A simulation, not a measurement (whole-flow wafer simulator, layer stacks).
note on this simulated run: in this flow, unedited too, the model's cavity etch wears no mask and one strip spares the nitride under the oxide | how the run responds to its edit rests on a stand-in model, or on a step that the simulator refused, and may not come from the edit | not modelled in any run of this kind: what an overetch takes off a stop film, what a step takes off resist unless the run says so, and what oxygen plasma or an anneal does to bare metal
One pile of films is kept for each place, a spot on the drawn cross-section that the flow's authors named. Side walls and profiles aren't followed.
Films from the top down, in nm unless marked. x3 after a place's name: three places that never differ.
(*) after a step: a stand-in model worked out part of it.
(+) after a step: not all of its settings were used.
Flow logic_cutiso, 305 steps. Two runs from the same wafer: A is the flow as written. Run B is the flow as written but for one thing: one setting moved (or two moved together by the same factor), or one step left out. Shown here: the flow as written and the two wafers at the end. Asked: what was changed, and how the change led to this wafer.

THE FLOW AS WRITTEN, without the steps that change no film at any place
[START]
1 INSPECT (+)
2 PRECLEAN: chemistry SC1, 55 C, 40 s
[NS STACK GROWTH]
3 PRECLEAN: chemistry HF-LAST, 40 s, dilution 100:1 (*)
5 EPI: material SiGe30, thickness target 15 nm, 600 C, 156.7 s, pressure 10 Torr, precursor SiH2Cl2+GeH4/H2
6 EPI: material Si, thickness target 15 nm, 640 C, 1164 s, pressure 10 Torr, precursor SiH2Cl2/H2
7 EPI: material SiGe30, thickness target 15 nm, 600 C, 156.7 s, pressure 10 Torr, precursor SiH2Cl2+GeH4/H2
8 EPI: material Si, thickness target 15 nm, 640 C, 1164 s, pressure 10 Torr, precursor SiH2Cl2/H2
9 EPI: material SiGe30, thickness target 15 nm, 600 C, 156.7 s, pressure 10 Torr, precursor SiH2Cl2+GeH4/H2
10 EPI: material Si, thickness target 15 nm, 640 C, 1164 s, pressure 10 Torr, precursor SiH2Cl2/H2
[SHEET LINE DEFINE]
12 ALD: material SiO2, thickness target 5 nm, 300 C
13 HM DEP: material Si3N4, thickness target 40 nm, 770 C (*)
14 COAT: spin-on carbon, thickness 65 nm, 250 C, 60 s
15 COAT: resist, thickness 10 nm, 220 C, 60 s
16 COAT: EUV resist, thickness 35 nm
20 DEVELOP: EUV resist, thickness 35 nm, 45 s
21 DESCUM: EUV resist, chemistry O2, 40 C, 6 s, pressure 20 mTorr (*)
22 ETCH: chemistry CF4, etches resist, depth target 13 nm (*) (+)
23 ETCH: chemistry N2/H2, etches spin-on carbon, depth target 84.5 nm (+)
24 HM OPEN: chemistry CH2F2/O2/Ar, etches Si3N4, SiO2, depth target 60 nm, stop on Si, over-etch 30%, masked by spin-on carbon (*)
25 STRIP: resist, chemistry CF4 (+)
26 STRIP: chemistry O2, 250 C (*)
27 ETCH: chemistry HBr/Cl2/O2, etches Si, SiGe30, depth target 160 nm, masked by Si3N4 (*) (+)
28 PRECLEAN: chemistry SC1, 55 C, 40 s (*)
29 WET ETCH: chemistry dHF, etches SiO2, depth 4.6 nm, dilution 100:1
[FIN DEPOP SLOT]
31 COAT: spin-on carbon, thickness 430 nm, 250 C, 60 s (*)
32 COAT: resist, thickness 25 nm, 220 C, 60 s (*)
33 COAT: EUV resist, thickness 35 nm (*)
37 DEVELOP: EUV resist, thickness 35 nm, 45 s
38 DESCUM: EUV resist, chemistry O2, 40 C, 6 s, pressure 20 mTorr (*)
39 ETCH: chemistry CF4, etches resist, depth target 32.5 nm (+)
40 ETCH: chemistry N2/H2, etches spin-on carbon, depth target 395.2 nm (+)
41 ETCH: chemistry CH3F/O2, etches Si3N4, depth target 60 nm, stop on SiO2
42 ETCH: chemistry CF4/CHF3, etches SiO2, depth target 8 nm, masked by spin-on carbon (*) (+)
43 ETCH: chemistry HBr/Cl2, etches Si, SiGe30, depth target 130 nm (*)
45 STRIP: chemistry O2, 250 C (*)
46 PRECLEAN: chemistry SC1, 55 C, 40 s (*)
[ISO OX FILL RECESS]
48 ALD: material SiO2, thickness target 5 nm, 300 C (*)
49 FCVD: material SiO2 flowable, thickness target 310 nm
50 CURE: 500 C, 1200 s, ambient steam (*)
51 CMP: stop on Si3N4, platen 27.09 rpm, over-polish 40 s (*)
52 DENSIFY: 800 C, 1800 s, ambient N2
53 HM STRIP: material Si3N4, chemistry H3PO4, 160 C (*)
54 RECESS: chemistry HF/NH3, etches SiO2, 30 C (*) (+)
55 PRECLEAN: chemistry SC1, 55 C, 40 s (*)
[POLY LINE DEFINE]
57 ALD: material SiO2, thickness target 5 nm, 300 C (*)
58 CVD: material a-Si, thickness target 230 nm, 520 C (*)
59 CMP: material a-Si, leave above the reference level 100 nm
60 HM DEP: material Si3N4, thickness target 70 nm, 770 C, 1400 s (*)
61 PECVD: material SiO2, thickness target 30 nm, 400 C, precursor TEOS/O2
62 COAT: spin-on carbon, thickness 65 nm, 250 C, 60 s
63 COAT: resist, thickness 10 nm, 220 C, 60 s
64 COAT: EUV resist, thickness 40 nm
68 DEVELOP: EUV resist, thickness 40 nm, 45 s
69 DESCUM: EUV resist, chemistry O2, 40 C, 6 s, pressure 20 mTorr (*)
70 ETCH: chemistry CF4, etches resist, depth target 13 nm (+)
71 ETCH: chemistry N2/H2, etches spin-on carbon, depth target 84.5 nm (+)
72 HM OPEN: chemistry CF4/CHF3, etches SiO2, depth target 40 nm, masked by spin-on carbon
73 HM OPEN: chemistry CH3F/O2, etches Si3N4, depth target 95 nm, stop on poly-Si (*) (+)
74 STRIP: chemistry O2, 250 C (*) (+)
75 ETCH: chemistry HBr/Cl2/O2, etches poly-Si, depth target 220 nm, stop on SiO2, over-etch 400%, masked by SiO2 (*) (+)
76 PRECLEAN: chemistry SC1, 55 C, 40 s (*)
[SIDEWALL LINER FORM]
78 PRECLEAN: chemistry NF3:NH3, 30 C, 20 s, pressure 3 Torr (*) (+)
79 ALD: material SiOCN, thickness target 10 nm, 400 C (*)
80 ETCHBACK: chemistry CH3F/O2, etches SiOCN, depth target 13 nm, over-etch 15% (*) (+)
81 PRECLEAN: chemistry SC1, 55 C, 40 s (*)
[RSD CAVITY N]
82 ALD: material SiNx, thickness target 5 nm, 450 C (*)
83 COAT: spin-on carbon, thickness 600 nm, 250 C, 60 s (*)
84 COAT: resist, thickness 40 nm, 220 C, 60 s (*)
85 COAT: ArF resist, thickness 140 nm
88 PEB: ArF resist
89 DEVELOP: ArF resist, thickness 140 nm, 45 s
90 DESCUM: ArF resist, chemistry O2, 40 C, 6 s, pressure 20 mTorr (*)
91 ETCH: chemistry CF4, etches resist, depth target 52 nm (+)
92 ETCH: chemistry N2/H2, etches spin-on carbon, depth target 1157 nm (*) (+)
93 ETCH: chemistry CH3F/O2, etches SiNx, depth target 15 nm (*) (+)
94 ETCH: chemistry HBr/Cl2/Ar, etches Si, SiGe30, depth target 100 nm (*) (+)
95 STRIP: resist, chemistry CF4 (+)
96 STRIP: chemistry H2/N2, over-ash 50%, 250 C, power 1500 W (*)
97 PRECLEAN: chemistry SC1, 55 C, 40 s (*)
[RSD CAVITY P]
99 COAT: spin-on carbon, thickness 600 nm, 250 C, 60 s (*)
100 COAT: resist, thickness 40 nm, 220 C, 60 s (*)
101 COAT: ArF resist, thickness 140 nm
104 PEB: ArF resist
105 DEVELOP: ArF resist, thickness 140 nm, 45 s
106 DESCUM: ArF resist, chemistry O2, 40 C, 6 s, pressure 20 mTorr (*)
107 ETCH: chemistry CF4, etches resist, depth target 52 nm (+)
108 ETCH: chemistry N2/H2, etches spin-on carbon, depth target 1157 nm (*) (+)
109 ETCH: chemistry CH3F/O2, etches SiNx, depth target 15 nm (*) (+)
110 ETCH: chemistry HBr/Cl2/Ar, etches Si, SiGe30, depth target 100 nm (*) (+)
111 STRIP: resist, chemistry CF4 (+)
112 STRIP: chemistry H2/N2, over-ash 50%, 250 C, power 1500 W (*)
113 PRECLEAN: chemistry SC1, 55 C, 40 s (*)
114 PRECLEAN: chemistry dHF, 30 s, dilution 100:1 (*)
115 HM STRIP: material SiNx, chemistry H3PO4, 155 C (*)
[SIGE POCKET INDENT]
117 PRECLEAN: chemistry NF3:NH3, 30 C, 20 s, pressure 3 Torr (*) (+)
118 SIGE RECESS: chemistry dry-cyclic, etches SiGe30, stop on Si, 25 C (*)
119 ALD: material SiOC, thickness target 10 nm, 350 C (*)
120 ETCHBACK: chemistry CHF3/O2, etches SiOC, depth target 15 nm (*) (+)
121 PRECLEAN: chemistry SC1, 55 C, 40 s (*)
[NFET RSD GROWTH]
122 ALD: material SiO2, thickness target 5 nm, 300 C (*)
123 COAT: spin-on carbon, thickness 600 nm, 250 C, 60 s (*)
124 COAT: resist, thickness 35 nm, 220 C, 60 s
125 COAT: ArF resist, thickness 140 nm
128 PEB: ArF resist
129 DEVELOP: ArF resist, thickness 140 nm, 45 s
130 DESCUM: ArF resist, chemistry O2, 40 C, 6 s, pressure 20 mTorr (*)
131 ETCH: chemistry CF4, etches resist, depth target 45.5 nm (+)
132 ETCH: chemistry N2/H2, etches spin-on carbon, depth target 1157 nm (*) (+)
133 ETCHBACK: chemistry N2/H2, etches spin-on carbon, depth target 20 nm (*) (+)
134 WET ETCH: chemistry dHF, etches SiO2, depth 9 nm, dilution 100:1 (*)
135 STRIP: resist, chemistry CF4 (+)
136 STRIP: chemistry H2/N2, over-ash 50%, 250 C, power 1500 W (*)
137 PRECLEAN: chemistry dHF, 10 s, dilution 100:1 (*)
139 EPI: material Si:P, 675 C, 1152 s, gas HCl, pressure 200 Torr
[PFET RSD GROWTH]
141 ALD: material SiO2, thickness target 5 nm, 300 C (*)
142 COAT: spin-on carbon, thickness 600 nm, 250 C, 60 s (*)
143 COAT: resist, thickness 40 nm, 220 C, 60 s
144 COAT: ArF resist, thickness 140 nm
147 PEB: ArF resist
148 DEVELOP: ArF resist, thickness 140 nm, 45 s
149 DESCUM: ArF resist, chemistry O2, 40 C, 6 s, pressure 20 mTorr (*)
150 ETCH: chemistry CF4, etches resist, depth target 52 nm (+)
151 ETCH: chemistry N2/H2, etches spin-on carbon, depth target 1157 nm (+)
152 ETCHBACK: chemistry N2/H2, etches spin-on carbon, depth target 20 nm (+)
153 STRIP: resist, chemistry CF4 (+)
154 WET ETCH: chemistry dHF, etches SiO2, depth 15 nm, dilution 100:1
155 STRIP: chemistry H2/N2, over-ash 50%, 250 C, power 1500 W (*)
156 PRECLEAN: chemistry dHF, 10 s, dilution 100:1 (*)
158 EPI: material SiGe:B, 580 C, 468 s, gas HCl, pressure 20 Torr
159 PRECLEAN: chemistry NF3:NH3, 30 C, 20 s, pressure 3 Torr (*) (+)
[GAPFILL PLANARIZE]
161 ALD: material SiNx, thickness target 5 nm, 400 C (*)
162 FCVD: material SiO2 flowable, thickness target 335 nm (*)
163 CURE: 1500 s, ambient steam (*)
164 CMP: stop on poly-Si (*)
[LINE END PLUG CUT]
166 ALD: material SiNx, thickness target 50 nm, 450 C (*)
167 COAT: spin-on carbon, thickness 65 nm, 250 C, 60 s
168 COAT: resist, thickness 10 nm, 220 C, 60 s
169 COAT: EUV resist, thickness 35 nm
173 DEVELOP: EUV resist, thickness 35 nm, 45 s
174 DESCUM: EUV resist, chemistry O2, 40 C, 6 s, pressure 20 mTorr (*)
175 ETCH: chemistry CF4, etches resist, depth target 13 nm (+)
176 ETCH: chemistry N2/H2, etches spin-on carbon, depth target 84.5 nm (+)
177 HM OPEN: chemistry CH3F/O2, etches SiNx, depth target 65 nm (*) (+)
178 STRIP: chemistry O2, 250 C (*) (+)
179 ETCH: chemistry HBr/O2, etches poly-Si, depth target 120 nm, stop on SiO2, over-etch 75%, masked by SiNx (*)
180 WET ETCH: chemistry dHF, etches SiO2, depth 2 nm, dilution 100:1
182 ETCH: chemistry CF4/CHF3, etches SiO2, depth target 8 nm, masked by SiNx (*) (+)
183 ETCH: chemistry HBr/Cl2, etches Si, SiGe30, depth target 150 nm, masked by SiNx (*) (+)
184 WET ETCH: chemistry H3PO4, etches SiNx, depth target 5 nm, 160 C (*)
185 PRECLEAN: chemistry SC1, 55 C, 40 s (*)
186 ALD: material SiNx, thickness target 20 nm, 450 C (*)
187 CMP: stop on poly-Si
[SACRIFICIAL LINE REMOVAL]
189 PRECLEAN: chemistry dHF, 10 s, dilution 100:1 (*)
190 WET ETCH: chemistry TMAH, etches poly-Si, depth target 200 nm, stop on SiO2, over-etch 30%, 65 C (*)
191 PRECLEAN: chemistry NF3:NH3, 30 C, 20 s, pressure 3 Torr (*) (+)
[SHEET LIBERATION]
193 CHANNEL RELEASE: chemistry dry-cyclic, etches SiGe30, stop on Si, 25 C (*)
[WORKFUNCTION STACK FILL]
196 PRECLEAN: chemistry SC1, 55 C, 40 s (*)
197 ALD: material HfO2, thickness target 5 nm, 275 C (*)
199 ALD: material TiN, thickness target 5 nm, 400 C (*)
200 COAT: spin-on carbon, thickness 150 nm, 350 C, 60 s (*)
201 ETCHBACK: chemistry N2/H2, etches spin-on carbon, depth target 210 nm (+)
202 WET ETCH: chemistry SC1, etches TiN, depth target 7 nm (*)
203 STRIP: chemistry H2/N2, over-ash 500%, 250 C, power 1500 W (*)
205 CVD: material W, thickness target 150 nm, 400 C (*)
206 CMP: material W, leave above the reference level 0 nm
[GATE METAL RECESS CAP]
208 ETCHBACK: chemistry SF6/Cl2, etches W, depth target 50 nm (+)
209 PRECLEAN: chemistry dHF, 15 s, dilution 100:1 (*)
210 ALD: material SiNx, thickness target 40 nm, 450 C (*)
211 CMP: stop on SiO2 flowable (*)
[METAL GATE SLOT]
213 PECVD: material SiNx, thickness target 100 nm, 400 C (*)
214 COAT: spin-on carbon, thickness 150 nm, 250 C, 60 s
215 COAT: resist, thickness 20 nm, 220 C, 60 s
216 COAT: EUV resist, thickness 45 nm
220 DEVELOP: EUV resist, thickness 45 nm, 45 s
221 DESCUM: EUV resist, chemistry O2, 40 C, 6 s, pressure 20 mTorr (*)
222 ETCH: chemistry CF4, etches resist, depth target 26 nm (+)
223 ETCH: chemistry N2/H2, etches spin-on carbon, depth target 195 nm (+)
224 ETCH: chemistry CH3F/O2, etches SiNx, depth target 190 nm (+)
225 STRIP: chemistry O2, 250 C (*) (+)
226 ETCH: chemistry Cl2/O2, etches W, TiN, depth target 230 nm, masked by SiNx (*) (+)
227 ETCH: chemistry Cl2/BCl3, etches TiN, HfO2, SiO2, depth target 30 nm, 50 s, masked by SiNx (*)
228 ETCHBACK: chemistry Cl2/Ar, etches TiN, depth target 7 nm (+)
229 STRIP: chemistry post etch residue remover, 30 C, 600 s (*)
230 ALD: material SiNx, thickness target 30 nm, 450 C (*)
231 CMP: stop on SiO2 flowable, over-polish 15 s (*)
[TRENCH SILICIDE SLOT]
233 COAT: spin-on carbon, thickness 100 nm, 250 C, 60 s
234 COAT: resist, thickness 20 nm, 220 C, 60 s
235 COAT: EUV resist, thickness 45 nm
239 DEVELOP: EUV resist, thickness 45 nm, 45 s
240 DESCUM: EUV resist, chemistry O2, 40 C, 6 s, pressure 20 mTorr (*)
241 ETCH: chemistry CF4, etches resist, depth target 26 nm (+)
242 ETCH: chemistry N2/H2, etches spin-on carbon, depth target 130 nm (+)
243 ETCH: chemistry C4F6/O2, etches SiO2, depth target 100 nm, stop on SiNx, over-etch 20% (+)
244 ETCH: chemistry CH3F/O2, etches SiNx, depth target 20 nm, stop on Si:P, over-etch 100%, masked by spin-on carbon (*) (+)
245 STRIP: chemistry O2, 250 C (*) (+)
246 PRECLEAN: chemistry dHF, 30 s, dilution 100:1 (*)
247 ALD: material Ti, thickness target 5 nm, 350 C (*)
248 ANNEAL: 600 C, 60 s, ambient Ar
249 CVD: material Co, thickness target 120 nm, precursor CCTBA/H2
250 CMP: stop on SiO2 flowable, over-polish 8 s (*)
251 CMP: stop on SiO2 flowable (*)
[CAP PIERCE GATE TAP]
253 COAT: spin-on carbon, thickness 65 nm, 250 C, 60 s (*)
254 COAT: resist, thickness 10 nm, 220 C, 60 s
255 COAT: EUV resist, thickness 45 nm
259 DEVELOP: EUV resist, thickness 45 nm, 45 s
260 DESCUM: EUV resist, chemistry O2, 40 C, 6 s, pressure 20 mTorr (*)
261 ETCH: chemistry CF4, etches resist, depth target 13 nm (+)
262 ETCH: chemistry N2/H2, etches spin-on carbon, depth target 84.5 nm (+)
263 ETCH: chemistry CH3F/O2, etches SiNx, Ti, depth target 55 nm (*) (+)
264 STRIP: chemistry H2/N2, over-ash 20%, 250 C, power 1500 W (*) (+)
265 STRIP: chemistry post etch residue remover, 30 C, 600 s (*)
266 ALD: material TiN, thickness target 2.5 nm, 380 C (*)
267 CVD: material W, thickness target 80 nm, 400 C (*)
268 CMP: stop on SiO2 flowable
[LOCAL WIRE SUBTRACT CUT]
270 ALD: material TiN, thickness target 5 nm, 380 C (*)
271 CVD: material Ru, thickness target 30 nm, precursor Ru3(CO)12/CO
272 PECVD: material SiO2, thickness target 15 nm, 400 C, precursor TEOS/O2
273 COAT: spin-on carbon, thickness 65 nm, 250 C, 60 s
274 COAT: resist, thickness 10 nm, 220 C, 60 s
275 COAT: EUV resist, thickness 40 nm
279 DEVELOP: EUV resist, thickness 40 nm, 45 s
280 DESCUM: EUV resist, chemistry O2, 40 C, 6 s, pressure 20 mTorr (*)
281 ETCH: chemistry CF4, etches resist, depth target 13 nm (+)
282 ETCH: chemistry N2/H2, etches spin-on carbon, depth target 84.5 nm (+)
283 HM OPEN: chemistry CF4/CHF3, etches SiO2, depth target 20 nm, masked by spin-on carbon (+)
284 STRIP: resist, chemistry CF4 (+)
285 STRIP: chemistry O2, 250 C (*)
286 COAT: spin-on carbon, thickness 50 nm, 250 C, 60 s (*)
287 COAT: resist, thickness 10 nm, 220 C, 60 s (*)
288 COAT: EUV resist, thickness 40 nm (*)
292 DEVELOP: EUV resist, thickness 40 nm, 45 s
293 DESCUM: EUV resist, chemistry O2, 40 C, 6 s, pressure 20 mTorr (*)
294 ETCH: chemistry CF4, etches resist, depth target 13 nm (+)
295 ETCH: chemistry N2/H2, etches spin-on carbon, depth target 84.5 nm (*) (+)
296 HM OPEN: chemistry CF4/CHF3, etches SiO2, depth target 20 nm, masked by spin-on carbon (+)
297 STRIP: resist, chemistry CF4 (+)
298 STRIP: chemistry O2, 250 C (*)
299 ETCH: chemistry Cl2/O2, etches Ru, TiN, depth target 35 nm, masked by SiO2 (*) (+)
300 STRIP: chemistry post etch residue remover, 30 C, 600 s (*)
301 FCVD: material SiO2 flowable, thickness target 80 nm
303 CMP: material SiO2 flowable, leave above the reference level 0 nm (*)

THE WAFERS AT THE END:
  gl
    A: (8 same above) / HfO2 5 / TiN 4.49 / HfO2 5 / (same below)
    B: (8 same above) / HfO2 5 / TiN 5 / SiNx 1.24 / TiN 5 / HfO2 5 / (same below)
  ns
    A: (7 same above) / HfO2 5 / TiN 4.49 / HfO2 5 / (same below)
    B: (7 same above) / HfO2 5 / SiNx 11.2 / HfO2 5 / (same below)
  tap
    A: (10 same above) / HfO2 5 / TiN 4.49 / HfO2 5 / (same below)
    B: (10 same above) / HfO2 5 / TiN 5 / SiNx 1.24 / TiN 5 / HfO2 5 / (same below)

The cause: step 9, EPI: thickness target 21.8 nm was run, where the flow has thickness target 15 nm; step 9, EPI: 227.2 s was run, where the flow has 156.7 s.

How the change led to this, step by step:
  9 EPI: material SiGe30, thickness target 15 nm, 600 C, 156.7 s, pressure 10 Torr, precursor SiH2Cl2+GeH4/H2
      depop, dpovl, gfld and 19 more: A SiGe30 +15 (new film) | B SiGe30 +21.8 (new film)
  27 ETCH: chemistry HBr/Cl2/O2, etches Si, SiGe30, depth target 160 nm, masked by Si3N4 (*) (+)
      gfld, gxf, iso, lnri: A chemical SiO2 -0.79 (all of it), Si -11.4 (all of it), SiGe30 -15 (all of it), Si -15 (all of it), SiGe30 -15 (all of it), Si -15 (all of it), SiGe30 -15 (all of it), Si -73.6 | B chemical SiO2 -0.79 (all of it), Si -11.4 (all of it), SiGe30 -21.8 (all of it), Si -15 (all of it), SiGe30 -15 (all of it), Si -15 (all of it), SiGe30 -15 (all of it), Si -66.9
      dpovl, nsgap: A chemical SiO2 -0.79 (all of it), Si -11.8 (all of it), SiGe30 -15 (all of it), Si -15 (all of it), SiGe30 -15 (all of it), Si -15 (all of it), SiGe30 -15 (all of it), Si -73.2 | B chemical SiO2 -0.79 (all of it), Si -11.8 (all of it), SiGe30 -21.8 (all of it), Si -15 (all of it), SiGe30 -15 (all of it), Si -15 (all of it), SiGe30 -15 (all of it), Si -66.5
      (and at 1 more place)
  43 ETCH: chemistry HBr/Cl2, etches Si, SiGe30, depth target 130 nm (*)
      depop: A Si -14 (all of it), SiGe30 -15 (all of it), Si -15 (all of it), SiGe30 -15 (all of it), Si -15 (all of it), SiGe30 -15 (all of it), Si -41 | B Si -14 (all of it), SiGe30 -21.8 (all of it), Si -15 (all of it), SiGe30 -15 (all of it), Si -15 (all of it), SiGe30 -15 (all of it), Si -34.2
  94 ETCH: chemistry HBr/Cl2/Ar, etches Si, SiGe30, depth target 100 nm (*) (+)
      rsdn, rsdx: A chemical SiO2 -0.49 (all of it), Si -12.8 (all of it), SiGe30 -15 (all of it), Si -15 (all of it), SiGe30 -15 (all of it), Si -15 (all of it), SiGe30 -15 (all of it), Si -12.2 | B chemical SiO2 -0.49 (all of it), Si -12.8 (all of it), SiGe30 -21.8 (all of it), Si -15 (all of it), SiGe30 -15 (all of it), Si -15 (all of it), SiGe30 -15 (all of it), Si -5.41
  110 ETCH: chemistry HBr/Cl2/Ar, etches Si, SiGe30, depth target 100 nm (*) (+)
      rsdp, rsdw: A chemical SiO2 -0.49 (all of it), Si -12.8 (all of it), SiGe30 -15 (all of it), Si -15 (all of it), SiGe30 -15 (all of it), Si -15 (all of it), SiGe30 -15 (all of it), Si -12.2 | B chemical SiO2 -0.49 (all of it), Si -12.8 (all of it), SiGe30 -21.8 (all of it), Si -15 (all of it), SiGe30 -15 (all of it), Si -15 (all of it), SiGe30 -15 (all of it), Si -5.41
  118 SIGE RECESS: chemistry dry-cyclic, etches SiGe30, stop on Si, 25 C (*)
      lnr, lnrp, lnrt: A SiOCN -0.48, Si -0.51, cavity +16 (new film), SiGe30 -15 (all of it), Si -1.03, cavity +16 (new film), SiGe30 -15 (all of it), Si -1.03, cavity +16 (new film), SiGe30 -15 (all of it), Si -0.51 | B SiOCN -0.48, Si -0.51, cavity +22.8 (new film), SiGe30 -21.8 (all of it), Si -1.03, cavity +16 (new film), SiGe30 -15 (all of it), Si -1.03, cavity +16 (new film), SiGe30 -15 (all of it), Si -0.51
  119 ALD: material SiOC, thickness target 10 nm, 350 C (*)
      lnr, lnrp, lnrt: A SiOC +10 (new film), SiOC +16 (new film), cavity -16 (all of it), SiOC +16 (new film), cavity -16 (all of it), SiOC +16 (new film), cavity -16 (all of it) | B SiOC +10 (new film), SiOC +22.8 (new film), cavity -22.8 (all of it), SiOC +16 (new film), cavity -16 (all of it), SiOC +16 (new film), cavity -16 (all of it)
  183 ETCH: chemistry HBr/Cl2, etches Si, SiGe30, depth target 150 nm, masked by SiNx (*) (+)
      plug: A Si -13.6 (all of it), SiGe30 -15 (all of it), Si -15 (all of it), SiGe30 -15 (all of it), Si -15 (all of it), SiGe30 -15 (all of it), Si -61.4 | B Si -13.6 (all of it), SiGe30 -21.8 (all of it), Si -15 (all of it), SiGe30 -15 (all of it), Si -15 (all of it), SiGe30 -15 (all of it), Si -54.7
  193 CHANNEL RELEASE: chemistry dry-cyclic, etches SiGe30, stop on Si, 25 C (*)
      gl, glp, gxn, gxp, ns, tap: A chemical SiO2 +0.8 (new film), Si -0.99, chemical SiO2 +0.8 (new film), cavity +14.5 (new film), chemical SiO2 +0.8 (new film), SiGe30 -15 (all of it), Si -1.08, chemical SiO2 +0.8 (new film), cavity +14.5 (new film), chemical SiO2 +0.8 (new film), SiGe30 -15 (all of it), Si -1.08, chemical SiO2 +0.8 (new film), cavity +14.5 (new film), chemical SiO2 +0.8 (new film), SiGe30 -15 (all of it), Si -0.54 | B chemical SiO2 +0.8 (new film), Si -0.99, chemical SiO2 +0.8 (new film), cavity +21.2 (new film), chemical SiO2 +0.8 (new film), SiGe30 -21.8 (all of it), Si -1.08, chemical SiO2 +0.8 (new film), cavity +14.5 (new film), chemical SiO2 +0.8 (new film), SiGe30 -15 (all of it), Si -1.08, chemical SiO2 +0.8 (new film), cavity +14.5 (new film), chemical SiO2 +0.8 (new film), SiGe30 -15 (all of it), Si -0.54
  199 ALD: material TiN, thickness target 5 nm, 400 C (*)
      gl, glp, tap: A TiN +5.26 (new film), TiN +4.49 (new film), cavity -4.49 (all of it), TiN +4.49 (new film), cavity -4.49 (all of it), TiN +4.49 (new film), cavity -4.49 (all of it) | B TiN +5.26 (new film), TiN +5 (new film), cavity -10, TiN +5 (new film), TiN +4.49 (new film), cavity -4.49 (all of it), TiN +4.49 (new film), cavity -4.49 (all of it)
      gxn, gxp, ns: A TiN +5 (new film), TiN +4.49 (new film), cavity -4.49 (all of it), TiN +4.49 (new film), cavity -4.49 (all of it), TiN +4.49 (new film), cavity -4.49 (all of it) | B TiN +5 (new film), TiN +5 (new film), cavity -10, TiN +5 (new film), TiN +4.49 (new film), cavity -4.49 (all of it), TiN +4.49 (new film), cavity -4.49 (all of it)
  202 WET ETCH: chemistry SC1, etches TiN, depth target 7 nm (*)
      ns: A TiN -5 (all of it) | B TiN -5 (all of it), TiN -5 (all of it), cavity +10, TiN -5 (all of it)
  210 ALD: material SiNx, thickness target 40 nm, 450 C (*)
      gl, glp, gxn, gxp, tap: A SiNx +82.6 (new film) | B SiNx +82.6 (new film), SiNx +1.24 (new film), cavity -1.24 (all of it)
      ns: A SiNx +40 (new film) | B SiNx +40 (new film), SiNx +11.2 (new film), cavity -11.2 (all of it)
Counting metal films that touch as one body, gl has 5 bodies (between them, from the top down: HfO2 5 / chemical SiO2 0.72 / Si 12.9 / chemical SiO2 0.8 / HfO2 5; SiNx 1.24; HfO2 5 / chemical SiO2 0.8 / Si 13.9 / chemical SiO2 0.8 / HfO2 5; HfO2 5 / chemical SiO2 0.8 / Si 13.9 / chemical SiO2 0.8 / HfO2 5); the flow as written gives 4 bodies (between them, from the top down: HfO2 5 / chemical SiO2 0.72 / Si 12.9 / chemical SiO2 0.8 / HfO2 5; HfO2 5 / chemical SiO2 0.8 / Si 13.9 / chemical SiO2 0.8 / HfO2 5; HfO2 5 / chemical SiO2 0.8 / Si 13.9 / chemical SiO2 0.8 / HfO2 5).
Counting metal films that touch as one body, ns has 3 bodies (between them, from the top down: HfO2 5 / chemical SiO2 0.72 / Si 12.9 / chemical SiO2 0.8 / HfO2 5 / SiNx 11.2 / HfO2 5 / chemical SiO2 0.8 / Si 13.9 / chemical SiO2 0.8 / HfO2 5; HfO2 5 / chemical SiO2 0.8 / Si 13.9 / chemical SiO2 0.8 / HfO2 5); the flow as written gives 4 bodies (between them, from the top down: HfO2 5 / chemical SiO2 0.72 / Si 12.9 / chemical SiO2 0.8 / HfO2 5; HfO2 5 / chemical SiO2 0.8 / Si 13.9 / chemical SiO2 0.8 / HfO2 5; HfO2 5 / chemical SiO2 0.8 / Si 13.9 / chemical SiO2 0.8 / HfO2 5).
Counting metal films that touch as one body, tap has 5 bodies (between them, from the top down: HfO2 5 / chemical SiO2 0.72 / Si 12.9 / chemical SiO2 0.8 / HfO2 5; SiNx 1.24; HfO2 5 / chemical SiO2 0.8 / Si 13.9 / chemical SiO2 0.8 / HfO2 5; HfO2 5 / chemical SiO2 0.8 / Si 13.9 / chemical SiO2 0.8 / HfO2 5); the flow as written gives 4 bodies (between them, from the top down: HfO2 5 / chemical SiO2 0.72 / Si 12.9 / chemical SiO2 0.8 / HfO2 5; HfO2 5 / chemical SiO2 0.8 / Si 13.9 / chemical SiO2 0.8 / HfO2 5; HfO2 5 / chemical SiO2 0.8 / Si 13.9 / chemical SiO2 0.8 / HfO2 5).
